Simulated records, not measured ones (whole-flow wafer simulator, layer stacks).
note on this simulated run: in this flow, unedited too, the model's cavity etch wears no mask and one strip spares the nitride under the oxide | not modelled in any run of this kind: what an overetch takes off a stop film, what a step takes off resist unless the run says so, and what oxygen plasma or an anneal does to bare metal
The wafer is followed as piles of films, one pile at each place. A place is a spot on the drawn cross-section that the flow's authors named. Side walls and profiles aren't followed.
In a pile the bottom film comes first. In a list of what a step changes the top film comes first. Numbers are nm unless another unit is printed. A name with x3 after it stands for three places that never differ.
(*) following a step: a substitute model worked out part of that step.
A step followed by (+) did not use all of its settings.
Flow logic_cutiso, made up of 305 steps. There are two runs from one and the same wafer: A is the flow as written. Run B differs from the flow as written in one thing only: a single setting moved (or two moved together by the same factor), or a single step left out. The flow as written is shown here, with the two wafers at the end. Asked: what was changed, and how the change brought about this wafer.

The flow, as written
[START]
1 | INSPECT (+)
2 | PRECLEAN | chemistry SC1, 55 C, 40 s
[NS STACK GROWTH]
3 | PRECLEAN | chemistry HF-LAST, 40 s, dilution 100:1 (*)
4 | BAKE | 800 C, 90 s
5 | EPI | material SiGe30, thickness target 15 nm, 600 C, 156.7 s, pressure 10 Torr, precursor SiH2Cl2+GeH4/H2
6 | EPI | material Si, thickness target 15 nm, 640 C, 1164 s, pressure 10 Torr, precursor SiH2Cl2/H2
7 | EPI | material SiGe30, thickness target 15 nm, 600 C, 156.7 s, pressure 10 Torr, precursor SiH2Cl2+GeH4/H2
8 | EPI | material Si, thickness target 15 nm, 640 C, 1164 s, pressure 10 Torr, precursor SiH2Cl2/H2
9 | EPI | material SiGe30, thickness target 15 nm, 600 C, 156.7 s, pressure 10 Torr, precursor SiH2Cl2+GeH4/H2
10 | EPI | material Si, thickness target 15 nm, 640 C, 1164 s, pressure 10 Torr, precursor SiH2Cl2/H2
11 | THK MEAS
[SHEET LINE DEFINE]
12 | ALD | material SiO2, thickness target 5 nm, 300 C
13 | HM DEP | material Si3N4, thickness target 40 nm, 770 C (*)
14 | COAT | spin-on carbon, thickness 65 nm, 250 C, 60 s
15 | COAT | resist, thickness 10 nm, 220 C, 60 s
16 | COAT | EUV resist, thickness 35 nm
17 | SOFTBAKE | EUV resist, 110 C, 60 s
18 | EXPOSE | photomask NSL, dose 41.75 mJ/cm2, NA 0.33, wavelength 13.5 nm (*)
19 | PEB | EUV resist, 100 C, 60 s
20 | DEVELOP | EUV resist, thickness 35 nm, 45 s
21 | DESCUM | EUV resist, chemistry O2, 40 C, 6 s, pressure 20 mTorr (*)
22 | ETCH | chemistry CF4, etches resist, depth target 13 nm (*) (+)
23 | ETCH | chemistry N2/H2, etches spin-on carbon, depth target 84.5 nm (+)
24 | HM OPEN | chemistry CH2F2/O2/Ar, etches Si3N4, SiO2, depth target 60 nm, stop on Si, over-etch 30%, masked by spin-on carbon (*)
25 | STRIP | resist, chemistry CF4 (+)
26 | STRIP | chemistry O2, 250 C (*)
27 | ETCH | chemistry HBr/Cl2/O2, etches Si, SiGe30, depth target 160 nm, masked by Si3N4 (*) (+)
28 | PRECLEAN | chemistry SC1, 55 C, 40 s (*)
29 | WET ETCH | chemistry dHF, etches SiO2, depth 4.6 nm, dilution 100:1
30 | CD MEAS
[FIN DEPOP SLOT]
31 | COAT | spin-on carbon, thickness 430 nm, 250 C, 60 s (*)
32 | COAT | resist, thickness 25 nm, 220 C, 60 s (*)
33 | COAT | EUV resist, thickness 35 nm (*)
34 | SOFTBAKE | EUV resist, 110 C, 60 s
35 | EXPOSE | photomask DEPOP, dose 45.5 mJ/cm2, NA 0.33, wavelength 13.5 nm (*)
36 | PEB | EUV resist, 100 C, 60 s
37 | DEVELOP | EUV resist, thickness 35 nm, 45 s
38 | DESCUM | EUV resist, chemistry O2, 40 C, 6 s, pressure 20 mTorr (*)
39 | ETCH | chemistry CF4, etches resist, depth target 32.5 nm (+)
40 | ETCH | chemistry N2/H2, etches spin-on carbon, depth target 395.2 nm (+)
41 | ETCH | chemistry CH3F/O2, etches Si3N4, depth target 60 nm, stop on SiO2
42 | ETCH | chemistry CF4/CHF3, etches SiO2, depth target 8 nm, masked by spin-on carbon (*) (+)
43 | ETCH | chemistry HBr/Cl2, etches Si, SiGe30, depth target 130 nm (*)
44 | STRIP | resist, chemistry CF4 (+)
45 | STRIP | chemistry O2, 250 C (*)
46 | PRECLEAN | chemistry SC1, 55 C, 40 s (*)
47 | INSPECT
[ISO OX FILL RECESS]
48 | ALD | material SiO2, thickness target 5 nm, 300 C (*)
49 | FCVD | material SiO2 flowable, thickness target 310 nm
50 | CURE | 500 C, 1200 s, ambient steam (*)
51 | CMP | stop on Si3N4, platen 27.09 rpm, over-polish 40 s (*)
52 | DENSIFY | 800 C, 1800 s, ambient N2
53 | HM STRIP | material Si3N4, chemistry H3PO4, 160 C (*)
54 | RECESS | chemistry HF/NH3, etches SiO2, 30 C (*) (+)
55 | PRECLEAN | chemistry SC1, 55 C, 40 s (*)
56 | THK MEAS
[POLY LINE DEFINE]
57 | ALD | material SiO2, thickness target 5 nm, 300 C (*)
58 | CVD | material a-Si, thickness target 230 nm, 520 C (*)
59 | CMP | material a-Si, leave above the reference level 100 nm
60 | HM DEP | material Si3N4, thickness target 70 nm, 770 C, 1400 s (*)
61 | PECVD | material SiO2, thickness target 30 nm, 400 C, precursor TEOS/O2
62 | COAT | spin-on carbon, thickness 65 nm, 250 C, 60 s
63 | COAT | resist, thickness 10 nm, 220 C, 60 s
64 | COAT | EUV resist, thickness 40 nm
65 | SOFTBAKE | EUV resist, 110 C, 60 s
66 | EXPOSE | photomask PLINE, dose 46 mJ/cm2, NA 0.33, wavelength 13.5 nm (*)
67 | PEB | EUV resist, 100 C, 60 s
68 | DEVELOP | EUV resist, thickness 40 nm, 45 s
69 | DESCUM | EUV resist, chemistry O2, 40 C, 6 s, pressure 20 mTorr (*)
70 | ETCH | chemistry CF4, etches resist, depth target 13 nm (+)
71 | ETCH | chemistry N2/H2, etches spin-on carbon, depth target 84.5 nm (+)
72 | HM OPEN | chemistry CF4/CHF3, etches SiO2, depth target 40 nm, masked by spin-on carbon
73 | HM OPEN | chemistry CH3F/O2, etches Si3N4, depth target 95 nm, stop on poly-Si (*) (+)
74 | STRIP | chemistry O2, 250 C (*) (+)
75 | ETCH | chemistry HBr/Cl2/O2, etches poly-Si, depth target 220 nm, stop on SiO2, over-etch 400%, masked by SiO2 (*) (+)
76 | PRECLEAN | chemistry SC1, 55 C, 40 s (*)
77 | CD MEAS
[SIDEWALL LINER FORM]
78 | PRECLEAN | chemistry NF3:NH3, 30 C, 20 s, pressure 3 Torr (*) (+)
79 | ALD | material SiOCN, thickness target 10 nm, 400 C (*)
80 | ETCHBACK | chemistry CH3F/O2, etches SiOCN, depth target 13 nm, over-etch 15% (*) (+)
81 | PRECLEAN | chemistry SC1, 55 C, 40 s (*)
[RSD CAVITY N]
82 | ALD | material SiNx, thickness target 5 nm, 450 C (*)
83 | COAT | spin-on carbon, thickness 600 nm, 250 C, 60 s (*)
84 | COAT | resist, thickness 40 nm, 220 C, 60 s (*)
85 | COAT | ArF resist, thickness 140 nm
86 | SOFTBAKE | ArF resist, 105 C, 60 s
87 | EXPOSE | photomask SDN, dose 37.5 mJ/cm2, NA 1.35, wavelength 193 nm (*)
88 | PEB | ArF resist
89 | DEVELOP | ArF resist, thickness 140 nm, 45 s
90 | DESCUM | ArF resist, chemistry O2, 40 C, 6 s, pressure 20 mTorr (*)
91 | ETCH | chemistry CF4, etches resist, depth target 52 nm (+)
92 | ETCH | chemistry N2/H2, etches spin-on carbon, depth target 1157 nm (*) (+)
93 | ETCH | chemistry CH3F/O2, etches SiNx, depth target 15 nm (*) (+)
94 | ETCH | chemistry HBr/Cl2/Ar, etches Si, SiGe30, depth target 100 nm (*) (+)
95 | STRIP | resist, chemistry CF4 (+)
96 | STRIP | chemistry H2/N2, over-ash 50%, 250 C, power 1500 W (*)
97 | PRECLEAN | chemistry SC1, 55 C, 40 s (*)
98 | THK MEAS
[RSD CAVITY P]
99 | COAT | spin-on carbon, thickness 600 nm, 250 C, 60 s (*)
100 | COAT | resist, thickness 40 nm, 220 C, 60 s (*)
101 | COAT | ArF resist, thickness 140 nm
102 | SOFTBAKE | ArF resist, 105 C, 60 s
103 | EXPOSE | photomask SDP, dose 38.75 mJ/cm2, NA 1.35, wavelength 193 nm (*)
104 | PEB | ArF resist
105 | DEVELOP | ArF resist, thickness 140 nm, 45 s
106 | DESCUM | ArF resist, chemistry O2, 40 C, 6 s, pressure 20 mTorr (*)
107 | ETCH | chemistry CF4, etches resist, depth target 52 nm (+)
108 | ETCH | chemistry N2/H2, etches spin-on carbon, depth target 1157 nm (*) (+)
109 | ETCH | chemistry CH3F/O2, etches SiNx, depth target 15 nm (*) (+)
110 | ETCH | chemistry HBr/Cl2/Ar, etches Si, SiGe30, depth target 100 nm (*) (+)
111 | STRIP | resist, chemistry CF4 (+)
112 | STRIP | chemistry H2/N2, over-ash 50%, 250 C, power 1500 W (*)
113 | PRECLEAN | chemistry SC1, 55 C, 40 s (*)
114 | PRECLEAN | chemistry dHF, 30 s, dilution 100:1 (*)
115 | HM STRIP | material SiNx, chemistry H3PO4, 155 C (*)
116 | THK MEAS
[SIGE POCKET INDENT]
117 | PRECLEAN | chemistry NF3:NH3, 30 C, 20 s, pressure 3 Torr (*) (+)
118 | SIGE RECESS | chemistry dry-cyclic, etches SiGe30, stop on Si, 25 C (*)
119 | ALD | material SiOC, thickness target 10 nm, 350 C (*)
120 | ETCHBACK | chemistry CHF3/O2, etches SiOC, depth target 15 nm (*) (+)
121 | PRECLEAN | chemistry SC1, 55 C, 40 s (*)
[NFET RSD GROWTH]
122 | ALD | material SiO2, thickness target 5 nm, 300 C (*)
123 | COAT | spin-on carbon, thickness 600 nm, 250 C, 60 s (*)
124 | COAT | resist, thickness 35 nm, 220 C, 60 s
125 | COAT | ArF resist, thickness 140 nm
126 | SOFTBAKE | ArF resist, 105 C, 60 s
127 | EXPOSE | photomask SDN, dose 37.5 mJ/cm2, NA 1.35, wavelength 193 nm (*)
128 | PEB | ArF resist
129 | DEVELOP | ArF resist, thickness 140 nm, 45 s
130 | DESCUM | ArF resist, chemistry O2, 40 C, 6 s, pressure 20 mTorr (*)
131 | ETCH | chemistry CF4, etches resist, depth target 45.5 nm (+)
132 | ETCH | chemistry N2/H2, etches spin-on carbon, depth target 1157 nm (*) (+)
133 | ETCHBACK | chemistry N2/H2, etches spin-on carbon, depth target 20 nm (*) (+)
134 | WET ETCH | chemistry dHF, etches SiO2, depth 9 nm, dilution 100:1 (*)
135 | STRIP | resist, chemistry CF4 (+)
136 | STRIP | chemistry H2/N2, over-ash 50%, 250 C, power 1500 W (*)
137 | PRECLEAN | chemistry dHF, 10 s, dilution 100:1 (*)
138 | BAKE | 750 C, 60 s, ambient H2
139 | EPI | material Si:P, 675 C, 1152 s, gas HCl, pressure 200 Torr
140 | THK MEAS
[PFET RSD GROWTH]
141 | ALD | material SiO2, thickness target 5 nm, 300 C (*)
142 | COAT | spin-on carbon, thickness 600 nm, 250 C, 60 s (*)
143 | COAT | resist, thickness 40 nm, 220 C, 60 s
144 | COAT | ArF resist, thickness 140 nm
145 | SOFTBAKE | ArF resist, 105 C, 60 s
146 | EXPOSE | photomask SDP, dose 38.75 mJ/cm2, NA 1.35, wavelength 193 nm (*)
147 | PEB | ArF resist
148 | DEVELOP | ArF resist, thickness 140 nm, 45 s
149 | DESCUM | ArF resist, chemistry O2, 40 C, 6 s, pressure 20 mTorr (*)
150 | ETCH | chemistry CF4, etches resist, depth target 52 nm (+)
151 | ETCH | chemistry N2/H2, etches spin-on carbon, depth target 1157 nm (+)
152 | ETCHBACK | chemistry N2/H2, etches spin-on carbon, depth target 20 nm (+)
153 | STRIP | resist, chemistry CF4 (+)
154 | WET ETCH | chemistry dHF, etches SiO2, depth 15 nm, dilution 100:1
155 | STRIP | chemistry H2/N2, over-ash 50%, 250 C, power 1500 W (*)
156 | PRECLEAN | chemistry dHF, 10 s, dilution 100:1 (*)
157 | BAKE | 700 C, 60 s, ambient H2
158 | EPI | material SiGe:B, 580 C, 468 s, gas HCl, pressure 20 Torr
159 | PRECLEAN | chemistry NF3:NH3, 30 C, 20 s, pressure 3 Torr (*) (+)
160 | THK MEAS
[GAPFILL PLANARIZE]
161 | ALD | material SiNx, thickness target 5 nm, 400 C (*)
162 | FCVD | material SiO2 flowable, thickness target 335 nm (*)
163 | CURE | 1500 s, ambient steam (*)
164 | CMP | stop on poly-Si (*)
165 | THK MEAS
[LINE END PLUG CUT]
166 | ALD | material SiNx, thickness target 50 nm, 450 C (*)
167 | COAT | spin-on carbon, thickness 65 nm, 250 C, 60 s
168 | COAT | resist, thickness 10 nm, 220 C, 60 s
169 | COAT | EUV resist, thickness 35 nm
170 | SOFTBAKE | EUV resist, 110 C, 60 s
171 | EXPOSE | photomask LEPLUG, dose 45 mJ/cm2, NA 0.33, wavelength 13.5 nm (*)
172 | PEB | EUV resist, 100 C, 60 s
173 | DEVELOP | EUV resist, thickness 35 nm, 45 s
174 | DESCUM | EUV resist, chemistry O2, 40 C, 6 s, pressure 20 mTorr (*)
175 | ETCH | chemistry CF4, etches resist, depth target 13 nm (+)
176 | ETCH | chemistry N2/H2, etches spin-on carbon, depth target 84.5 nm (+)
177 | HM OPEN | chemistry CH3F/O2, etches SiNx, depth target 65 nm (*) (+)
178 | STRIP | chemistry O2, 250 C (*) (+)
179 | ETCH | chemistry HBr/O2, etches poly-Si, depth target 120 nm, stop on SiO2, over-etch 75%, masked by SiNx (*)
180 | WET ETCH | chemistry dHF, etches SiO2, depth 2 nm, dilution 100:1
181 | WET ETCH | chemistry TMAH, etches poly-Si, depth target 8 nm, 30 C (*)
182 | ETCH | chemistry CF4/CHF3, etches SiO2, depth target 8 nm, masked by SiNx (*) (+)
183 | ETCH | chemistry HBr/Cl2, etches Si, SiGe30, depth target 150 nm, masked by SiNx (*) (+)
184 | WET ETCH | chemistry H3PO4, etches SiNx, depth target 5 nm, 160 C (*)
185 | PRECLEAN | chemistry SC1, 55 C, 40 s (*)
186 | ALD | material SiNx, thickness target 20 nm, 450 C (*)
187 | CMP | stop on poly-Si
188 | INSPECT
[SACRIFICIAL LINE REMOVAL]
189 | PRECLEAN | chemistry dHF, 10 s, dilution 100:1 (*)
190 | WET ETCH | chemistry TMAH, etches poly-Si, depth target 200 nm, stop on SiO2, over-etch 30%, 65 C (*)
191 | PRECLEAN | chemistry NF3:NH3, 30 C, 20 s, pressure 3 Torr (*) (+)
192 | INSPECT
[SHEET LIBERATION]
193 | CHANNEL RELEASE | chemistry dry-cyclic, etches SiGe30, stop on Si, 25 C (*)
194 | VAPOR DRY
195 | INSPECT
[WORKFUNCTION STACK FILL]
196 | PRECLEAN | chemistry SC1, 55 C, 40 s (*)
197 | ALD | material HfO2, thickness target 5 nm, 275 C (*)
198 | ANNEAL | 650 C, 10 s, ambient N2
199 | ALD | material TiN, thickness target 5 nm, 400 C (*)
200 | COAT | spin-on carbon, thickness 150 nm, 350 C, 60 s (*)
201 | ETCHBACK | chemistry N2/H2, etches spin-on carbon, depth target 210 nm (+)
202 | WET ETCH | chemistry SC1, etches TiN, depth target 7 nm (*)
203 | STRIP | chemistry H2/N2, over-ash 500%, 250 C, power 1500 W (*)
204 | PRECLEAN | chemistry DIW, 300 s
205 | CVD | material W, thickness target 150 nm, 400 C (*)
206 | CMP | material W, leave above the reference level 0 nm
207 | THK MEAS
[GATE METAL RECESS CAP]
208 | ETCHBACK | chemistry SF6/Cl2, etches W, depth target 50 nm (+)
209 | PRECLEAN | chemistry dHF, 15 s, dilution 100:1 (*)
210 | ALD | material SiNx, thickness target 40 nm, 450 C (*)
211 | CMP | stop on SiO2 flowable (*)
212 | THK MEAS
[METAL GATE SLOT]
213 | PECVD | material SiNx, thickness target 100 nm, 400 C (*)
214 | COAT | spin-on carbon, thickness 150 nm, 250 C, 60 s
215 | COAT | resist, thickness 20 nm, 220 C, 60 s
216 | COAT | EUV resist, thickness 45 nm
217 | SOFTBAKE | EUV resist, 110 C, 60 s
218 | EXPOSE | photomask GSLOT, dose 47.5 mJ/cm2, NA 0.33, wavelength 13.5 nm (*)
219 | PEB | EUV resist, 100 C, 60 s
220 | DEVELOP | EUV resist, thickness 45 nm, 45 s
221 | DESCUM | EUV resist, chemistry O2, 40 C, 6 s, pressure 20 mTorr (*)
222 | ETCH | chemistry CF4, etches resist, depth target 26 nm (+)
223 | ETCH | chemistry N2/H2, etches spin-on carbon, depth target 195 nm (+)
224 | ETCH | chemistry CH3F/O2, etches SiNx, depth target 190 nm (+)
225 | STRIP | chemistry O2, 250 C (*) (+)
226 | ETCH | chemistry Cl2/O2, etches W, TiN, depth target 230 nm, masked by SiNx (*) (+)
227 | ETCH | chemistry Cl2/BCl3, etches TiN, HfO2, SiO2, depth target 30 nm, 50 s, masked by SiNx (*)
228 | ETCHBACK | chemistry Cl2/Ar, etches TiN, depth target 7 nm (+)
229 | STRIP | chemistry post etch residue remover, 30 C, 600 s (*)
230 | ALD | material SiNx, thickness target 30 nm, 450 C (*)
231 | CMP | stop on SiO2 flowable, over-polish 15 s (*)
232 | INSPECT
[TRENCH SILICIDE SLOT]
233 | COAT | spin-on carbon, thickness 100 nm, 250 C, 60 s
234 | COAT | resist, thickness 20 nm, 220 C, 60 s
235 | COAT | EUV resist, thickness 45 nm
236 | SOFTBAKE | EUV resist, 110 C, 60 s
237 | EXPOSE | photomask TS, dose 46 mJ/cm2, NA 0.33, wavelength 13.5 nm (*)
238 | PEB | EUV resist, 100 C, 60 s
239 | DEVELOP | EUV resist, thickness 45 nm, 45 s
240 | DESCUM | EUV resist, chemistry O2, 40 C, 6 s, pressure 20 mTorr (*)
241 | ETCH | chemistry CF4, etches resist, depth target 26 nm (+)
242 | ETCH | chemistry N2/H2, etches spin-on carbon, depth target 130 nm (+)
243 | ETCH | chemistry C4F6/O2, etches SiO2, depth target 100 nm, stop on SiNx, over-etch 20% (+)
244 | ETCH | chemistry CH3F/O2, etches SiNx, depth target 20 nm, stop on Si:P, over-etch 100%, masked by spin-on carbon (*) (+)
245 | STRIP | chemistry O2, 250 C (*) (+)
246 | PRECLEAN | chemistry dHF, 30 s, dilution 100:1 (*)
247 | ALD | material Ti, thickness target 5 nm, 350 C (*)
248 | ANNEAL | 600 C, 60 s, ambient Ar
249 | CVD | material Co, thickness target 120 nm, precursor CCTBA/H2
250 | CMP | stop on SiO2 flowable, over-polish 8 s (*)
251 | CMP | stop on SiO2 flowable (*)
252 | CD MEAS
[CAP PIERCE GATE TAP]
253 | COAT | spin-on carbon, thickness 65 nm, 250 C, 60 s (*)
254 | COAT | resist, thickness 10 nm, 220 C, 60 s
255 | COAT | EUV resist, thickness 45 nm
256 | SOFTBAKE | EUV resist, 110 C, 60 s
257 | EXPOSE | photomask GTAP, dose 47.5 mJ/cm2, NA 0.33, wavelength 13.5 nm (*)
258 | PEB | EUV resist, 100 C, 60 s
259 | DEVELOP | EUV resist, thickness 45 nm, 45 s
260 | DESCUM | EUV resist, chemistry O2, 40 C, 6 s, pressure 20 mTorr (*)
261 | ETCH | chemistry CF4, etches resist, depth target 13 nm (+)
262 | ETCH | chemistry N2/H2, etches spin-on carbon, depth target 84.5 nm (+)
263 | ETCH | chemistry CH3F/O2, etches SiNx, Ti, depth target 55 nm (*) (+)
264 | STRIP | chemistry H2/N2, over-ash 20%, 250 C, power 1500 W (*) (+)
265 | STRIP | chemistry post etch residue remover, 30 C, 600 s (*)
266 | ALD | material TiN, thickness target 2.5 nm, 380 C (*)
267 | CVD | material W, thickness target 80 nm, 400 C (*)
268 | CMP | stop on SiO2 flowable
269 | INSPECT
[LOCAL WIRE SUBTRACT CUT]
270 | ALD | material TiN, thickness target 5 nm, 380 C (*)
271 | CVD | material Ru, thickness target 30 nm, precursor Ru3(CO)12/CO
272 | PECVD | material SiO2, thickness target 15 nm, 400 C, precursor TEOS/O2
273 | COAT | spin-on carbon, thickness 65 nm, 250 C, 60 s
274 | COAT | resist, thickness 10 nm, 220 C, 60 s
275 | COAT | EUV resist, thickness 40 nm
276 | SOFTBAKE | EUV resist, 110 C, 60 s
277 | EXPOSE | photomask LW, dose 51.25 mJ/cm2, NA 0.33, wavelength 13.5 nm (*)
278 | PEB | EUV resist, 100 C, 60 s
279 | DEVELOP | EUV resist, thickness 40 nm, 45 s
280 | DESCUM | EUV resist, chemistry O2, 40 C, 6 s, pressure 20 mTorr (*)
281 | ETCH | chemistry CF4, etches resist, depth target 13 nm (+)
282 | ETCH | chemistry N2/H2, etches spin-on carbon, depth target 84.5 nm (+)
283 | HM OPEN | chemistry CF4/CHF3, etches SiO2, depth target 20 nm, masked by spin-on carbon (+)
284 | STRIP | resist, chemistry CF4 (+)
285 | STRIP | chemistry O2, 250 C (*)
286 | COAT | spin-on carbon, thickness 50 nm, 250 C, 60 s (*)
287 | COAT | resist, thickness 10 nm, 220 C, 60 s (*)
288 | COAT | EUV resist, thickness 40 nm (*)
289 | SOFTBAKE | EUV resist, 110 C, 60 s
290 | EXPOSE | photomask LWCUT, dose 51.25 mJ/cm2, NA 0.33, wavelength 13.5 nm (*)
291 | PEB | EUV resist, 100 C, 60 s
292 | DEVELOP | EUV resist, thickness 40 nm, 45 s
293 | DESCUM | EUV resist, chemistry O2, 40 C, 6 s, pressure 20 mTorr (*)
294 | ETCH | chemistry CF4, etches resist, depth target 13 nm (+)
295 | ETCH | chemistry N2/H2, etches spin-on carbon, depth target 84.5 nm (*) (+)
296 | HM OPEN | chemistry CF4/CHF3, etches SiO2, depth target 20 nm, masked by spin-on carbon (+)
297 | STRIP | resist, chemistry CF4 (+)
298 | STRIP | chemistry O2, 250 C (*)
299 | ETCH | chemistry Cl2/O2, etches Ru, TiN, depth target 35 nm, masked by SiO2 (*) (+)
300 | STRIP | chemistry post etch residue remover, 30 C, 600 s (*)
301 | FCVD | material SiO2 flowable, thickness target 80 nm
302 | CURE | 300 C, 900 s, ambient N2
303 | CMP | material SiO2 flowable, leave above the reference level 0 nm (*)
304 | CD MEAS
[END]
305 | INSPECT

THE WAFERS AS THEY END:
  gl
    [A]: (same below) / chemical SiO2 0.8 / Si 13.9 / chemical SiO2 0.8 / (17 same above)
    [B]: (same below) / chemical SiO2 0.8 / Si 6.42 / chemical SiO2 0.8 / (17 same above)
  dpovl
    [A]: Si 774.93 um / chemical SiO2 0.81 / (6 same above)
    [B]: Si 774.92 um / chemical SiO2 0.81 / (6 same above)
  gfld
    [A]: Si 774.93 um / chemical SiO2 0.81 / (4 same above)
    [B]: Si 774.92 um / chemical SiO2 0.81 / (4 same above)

The reason: step 6, EPI: thickness target 7.5 nm was run, whereas the flow has thickness target 15 nm; step 6, EPI: 582.2 s was run, where the flow has 1164 s.

How this came from the change, step by step:
  6 | EPI | material Si, thickness target 15 nm, 640 C, 1164 s, pressure 10 Torr, precursor SiH2Cl2/H2
      depop, dpovl, gfld and 19 more: A +15 Si (new film) | B +7.5 Si (new film)
  27 | ETCH | chemistry HBr/Cl2/O2, etches Si, SiGe30, depth target 160 nm, masked by Si3N4 (*) (+)
      gfld, gxf, iso, lnri: A -0.79 chemical SiO2 (all of it), -11.4 Si (all of it), -15 SiGe30 (all of it), -15 Si (all of it), -15 SiGe30 (all of it), -15 Si (all of it), -15 SiGe30 (all of it), -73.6 Si | B -0.79 chemical SiO2 (all of it), -11.4 Si (all of it), -15 SiGe30 (all of it), -15 Si (all of it), -15 SiGe30 (all of it), -7.5 Si (all of it), -15 SiGe30 (all of it), -81.1 Si
      dpovl, nsgap: A -0.79 chemical SiO2 (all of it), -11.8 Si (all of it), -15 SiGe30 (all of it), -15 Si (all of it), -15 SiGe30 (all of it), -15 Si (all of it), -15 SiGe30 (all of it), -73.2 Si | B -0.79 chemical SiO2 (all of it), -11.8 Si (all of it), -15 SiGe30 (all of it), -15 Si (all of it), -15 SiGe30 (all of it), -7.5 Si (all of it), -15 SiGe30 (all of it), -80.7 Si
      (also at 1 further place)
  43 | ETCH | chemistry HBr/Cl2, etches Si, SiGe30, depth target 130 nm (*)
      depop: A -14 Si (all of it), -15 SiGe30 (all of it), -15 Si (all of it), -15 SiGe30 (all of it), -15 Si (all of it), -15 SiGe30 (all of it), -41 Si | B -14 Si (all of it), -15 SiGe30 (all of it), -15 Si (all of it), -15 SiGe30 (all of it), -7.5 Si (all of it), -15 SiGe30 (all of it), -48.5 Si
  94 | ETCH | chemistry HBr/Cl2/Ar, etches Si, SiGe30, depth target 100 nm (*) (+)
      rsdn, rsdx: A -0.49 chemical SiO2 (all of it), -12.8 Si (all of it), -15 SiGe30 (all of it), -15 Si (all of it), -15 SiGe30 (all of it), -15 Si (all of it), -15 SiGe30 (all of it), -12.2 Si | B -0.49 chemical SiO2 (all of it), -12.8 Si (all of it), -15 SiGe30 (all of it), -15 Si (all of it), -15 SiGe30 (all of it), -7.5 Si (all of it), -15 SiGe30 (all of it), -19.7 Si
  110 | ETCH | chemistry HBr/Cl2/Ar, etches Si, SiGe30, depth target 100 nm (*) (+)
      rsdp, rsdw: A -0.49 chemical SiO2 (all of it), -12.8 Si (all of it), -15 SiGe30 (all of it), -15 Si (all of it), -15 SiGe30 (all of it), -15 Si (all of it), -15 SiGe30 (all of it), -12.2 Si | B -0.49 chemical SiO2 (all of it), -12.8 Si (all of it), -15 SiGe30 (all of it), -15 Si (all of it), -15 SiGe30 (all of it), -7.5 Si (all of it), -15 SiGe30 (all of it), -19.7 Si
  183 | ETCH | chemistry HBr/Cl2, etches Si, SiGe30, depth target 150 nm, masked by SiNx (*) (+)
      plug: A -13.6 Si (all of it), -15 SiGe30 (all of it), -15 Si (all of it), -15 SiGe30 (all of it), -15 Si (all of it), -15 SiGe30 (all of it), -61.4 Si | B -13.6 Si (all of it), -15 SiGe30 (all of it), -15 Si (all of it), -15 SiGe30 (all of it), -7.5 Si (all of it), -15 SiGe30 (all of it), -68.9 Si
